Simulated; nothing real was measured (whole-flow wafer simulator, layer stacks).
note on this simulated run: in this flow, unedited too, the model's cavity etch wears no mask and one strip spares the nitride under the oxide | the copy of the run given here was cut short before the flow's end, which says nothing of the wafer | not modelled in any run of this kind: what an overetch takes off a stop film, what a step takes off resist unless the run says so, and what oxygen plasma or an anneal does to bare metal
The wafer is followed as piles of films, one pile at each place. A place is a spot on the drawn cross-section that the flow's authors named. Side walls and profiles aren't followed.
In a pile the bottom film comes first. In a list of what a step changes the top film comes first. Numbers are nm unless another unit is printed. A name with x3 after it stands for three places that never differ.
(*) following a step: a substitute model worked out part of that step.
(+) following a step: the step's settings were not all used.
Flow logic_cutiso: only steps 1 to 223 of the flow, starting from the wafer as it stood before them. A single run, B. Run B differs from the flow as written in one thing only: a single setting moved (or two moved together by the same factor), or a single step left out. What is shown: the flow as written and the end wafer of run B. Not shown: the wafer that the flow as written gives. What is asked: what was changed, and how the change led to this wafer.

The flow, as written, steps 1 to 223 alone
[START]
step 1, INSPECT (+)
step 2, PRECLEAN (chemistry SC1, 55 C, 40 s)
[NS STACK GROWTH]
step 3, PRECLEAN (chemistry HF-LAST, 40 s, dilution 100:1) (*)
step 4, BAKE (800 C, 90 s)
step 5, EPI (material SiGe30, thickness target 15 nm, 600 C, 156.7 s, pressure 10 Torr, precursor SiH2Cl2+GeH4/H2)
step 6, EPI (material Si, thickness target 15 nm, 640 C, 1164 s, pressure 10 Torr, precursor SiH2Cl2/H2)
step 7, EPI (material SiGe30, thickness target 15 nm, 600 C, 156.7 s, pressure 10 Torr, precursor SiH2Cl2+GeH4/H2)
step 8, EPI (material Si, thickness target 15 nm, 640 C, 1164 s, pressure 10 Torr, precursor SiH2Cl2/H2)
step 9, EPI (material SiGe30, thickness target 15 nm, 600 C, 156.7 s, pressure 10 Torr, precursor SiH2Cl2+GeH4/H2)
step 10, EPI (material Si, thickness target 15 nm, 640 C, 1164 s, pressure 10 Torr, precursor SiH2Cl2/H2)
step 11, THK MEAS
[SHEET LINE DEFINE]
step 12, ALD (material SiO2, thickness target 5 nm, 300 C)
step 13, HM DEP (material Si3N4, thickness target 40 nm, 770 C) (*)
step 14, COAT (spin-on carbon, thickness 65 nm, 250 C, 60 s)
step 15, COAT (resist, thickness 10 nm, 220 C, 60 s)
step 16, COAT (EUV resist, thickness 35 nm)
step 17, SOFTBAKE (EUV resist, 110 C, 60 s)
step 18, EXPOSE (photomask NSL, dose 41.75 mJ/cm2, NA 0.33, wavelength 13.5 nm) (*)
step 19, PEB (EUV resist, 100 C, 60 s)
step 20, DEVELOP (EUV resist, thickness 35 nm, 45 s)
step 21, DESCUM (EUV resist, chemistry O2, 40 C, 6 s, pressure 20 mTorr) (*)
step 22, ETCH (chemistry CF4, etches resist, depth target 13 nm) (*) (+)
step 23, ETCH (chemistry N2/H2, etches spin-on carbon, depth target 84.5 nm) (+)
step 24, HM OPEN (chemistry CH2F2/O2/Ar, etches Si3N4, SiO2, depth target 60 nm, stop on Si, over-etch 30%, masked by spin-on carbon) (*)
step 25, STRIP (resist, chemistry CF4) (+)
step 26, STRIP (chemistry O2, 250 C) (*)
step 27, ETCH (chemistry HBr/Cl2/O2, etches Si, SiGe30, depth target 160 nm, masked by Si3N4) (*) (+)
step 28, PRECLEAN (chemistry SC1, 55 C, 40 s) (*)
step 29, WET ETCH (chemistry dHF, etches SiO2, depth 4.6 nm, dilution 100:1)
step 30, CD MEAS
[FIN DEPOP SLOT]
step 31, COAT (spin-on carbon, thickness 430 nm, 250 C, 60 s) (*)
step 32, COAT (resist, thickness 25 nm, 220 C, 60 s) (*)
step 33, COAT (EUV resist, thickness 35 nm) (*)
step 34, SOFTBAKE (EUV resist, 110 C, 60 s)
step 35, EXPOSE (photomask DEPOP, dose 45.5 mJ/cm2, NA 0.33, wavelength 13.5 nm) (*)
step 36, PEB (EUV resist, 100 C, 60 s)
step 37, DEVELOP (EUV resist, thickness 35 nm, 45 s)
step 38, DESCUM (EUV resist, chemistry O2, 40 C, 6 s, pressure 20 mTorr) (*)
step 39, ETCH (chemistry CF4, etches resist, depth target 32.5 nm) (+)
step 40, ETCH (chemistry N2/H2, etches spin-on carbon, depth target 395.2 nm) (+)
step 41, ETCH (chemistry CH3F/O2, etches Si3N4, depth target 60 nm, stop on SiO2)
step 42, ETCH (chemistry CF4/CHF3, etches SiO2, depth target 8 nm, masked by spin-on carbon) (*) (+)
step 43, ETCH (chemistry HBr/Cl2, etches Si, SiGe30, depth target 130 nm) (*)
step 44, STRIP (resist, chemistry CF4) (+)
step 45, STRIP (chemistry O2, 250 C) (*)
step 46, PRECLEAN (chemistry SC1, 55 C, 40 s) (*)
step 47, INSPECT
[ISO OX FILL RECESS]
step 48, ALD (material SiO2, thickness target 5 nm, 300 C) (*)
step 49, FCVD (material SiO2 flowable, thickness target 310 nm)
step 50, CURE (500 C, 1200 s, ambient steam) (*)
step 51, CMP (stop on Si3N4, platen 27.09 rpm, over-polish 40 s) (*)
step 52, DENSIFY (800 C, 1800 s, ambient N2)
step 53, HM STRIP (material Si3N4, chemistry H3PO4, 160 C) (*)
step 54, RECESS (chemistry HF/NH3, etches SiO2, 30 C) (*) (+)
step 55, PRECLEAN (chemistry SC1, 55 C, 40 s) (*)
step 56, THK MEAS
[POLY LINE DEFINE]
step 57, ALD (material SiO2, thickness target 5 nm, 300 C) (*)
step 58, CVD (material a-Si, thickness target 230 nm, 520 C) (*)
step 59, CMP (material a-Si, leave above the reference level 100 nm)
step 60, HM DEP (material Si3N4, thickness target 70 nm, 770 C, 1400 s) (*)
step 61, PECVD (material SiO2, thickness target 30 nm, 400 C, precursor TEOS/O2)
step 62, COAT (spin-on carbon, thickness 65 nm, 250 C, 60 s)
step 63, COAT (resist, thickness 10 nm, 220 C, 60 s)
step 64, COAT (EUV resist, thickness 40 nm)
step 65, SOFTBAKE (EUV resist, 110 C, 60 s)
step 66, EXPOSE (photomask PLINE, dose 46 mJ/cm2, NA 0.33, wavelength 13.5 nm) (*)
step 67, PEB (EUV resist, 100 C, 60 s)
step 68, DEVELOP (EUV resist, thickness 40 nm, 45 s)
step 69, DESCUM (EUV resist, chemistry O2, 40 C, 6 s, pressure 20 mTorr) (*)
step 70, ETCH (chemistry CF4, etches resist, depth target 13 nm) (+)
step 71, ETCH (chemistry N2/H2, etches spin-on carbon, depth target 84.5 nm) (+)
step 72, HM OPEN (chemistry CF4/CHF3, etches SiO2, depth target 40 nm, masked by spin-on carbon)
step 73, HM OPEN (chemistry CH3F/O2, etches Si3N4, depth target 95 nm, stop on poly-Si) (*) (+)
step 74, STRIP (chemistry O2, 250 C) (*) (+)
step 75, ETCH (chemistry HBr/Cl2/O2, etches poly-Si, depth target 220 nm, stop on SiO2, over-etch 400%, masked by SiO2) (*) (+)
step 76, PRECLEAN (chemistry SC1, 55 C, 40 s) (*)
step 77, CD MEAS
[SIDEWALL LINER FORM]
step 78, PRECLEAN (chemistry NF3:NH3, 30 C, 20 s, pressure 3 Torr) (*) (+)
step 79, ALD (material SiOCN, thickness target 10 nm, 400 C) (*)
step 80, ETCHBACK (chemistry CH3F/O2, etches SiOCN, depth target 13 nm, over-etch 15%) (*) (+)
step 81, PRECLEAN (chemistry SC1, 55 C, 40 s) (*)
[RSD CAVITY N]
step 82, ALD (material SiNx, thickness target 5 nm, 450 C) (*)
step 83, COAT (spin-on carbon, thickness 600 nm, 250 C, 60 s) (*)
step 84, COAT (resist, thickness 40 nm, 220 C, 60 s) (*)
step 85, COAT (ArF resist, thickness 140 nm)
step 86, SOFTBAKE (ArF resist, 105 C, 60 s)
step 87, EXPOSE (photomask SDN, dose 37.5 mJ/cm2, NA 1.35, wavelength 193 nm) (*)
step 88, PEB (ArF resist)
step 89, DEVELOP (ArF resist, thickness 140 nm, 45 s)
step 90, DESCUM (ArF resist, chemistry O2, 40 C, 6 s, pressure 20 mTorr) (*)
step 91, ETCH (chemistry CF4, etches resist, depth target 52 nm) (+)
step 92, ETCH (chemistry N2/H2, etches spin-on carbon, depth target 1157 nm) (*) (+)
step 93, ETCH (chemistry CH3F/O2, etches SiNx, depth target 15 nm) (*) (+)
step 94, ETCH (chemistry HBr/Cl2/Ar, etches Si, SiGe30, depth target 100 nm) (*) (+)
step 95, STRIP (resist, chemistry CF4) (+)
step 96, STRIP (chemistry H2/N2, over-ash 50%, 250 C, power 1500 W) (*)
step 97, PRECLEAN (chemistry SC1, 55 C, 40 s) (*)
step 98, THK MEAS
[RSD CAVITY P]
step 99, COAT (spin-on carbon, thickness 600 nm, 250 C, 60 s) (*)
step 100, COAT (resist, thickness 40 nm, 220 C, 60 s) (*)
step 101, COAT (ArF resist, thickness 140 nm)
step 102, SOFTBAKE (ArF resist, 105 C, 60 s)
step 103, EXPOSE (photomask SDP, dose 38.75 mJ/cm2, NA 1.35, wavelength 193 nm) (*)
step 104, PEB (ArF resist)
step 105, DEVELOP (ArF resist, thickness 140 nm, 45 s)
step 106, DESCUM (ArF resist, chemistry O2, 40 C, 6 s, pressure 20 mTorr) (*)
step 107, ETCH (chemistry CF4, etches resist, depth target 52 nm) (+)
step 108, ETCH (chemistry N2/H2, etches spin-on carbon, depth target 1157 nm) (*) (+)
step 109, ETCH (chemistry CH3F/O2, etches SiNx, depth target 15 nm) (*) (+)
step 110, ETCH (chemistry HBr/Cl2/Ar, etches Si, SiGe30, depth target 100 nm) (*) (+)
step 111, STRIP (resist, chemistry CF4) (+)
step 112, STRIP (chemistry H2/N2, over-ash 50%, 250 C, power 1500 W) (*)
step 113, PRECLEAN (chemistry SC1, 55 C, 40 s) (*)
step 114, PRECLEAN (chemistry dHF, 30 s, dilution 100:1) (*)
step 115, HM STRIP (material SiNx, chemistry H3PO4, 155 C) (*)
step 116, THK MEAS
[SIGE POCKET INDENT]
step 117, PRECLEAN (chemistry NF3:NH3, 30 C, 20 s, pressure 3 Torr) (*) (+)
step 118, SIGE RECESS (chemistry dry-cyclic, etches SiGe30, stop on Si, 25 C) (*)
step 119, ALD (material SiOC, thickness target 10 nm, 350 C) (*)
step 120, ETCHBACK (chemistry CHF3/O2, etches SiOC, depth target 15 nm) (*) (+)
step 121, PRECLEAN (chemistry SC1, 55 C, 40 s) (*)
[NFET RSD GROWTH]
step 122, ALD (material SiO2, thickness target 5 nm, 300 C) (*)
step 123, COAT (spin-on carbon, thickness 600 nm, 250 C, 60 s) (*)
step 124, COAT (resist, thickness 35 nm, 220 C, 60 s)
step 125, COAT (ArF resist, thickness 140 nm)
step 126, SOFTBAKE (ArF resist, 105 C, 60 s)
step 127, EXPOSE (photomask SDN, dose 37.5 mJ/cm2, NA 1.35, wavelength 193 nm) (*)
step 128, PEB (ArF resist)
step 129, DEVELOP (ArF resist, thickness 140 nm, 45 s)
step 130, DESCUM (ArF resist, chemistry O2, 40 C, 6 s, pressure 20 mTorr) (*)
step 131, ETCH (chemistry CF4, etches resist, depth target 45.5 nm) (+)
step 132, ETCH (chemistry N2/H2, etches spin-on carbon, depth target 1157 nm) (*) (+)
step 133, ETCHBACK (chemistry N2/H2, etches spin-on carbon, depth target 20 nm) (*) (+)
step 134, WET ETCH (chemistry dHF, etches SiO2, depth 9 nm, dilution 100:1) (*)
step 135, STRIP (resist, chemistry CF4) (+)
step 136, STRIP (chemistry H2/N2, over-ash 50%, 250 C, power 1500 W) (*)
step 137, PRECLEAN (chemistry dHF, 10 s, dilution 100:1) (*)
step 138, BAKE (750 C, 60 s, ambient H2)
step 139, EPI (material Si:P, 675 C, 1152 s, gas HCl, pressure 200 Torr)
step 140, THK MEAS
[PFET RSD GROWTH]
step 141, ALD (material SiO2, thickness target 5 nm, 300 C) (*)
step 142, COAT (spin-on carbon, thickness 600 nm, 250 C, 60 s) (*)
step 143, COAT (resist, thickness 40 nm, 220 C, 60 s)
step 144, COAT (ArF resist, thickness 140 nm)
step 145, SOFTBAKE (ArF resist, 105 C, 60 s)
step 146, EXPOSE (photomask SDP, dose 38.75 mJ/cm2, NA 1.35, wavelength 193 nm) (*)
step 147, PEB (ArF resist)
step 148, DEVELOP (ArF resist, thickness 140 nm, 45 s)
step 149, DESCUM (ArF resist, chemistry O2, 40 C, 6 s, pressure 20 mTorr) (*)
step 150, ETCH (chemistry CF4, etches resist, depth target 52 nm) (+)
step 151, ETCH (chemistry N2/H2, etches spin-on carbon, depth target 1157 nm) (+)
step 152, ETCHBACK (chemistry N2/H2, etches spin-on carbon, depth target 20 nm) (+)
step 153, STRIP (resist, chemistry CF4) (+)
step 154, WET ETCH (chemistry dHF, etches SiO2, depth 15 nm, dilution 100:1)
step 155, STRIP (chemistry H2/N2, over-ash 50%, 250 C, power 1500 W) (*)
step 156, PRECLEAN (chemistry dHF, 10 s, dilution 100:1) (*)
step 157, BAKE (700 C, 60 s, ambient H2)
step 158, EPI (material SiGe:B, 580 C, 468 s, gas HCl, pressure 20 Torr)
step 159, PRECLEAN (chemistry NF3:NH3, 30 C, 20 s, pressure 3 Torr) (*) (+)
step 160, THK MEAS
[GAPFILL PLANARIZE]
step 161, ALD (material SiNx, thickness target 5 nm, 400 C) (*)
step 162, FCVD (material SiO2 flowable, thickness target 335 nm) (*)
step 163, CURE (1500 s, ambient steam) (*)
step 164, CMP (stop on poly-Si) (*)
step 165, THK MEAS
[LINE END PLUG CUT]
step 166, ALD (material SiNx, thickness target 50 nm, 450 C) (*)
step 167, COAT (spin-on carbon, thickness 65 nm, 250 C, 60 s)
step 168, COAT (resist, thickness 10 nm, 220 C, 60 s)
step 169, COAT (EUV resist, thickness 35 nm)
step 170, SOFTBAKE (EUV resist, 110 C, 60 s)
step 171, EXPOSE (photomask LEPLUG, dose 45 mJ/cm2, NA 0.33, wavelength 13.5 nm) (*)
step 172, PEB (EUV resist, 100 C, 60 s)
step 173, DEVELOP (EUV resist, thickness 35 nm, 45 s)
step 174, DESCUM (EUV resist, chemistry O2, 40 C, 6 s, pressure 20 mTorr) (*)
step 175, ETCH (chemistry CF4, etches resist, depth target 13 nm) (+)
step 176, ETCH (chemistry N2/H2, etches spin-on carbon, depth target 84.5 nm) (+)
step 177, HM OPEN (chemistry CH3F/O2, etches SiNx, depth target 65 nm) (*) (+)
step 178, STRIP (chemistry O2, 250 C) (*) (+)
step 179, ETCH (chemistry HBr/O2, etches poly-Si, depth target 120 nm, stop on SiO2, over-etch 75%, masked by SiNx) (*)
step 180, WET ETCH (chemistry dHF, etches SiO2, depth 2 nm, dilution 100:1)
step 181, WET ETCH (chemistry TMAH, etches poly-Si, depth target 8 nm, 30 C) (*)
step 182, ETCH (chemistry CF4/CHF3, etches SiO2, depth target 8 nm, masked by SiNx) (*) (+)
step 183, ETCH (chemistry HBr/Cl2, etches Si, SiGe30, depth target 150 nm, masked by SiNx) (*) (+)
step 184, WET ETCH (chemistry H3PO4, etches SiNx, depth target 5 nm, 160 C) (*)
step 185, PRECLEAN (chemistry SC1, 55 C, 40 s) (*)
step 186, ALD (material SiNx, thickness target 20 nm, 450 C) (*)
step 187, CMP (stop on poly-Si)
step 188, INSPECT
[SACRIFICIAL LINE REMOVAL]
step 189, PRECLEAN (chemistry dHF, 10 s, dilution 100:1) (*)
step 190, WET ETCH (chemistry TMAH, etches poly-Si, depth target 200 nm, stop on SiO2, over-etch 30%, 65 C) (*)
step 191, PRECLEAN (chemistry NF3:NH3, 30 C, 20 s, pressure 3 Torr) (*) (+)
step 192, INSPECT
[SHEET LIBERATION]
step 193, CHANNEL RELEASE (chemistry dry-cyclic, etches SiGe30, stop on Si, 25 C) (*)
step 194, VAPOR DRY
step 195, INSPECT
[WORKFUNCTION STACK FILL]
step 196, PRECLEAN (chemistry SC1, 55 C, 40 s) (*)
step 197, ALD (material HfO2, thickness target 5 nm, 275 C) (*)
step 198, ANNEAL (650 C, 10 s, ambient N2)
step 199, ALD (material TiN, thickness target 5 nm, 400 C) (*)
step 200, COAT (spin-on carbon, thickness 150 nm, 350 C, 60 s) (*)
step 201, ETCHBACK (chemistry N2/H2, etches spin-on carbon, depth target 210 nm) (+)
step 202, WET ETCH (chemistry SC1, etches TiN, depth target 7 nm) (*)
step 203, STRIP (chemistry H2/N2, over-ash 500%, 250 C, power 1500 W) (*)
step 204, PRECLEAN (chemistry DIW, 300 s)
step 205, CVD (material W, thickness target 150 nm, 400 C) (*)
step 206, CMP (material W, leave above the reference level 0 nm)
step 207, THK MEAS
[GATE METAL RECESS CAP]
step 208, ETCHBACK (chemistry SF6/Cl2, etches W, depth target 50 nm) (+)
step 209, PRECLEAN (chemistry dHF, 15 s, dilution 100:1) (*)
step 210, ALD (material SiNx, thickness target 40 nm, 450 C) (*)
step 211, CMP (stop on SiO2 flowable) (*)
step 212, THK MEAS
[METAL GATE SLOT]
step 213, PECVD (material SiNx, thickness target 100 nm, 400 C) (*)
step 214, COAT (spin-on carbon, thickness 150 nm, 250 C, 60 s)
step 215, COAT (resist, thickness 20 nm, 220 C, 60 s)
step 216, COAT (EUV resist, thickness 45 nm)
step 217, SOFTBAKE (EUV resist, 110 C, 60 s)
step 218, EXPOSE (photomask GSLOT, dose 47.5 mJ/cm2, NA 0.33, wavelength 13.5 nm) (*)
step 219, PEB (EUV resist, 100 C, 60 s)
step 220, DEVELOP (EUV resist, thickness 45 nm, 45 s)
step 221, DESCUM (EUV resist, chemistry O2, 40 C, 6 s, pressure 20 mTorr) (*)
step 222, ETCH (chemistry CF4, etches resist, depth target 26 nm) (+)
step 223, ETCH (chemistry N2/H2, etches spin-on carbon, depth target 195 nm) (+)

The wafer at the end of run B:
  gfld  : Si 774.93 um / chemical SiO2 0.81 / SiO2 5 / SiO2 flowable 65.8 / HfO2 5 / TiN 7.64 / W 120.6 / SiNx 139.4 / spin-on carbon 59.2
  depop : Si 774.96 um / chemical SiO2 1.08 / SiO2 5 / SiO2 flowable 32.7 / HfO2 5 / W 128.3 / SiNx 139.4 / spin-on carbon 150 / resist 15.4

The reason: step 223, ETCH: depth target 87.8 nm was run, while the flow as written has depth target 195 nm.

The path from the change to this, step by step:
  step 223, ETCH (chemistry N2/H2, etches spin-on carbon, depth target 195 nm) (+)
      gfld: spin-on carbon loses 87.8 (as written it would have been: spin-on carbon loses 147 (all of it), SiNx loses 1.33)
      depop, dpovl, gl and 18 more: EUV resist loses 26 (all of it), resist loses 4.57 (as written it would have been: EUV resist loses 26 (all of it), resist loses 11.7)
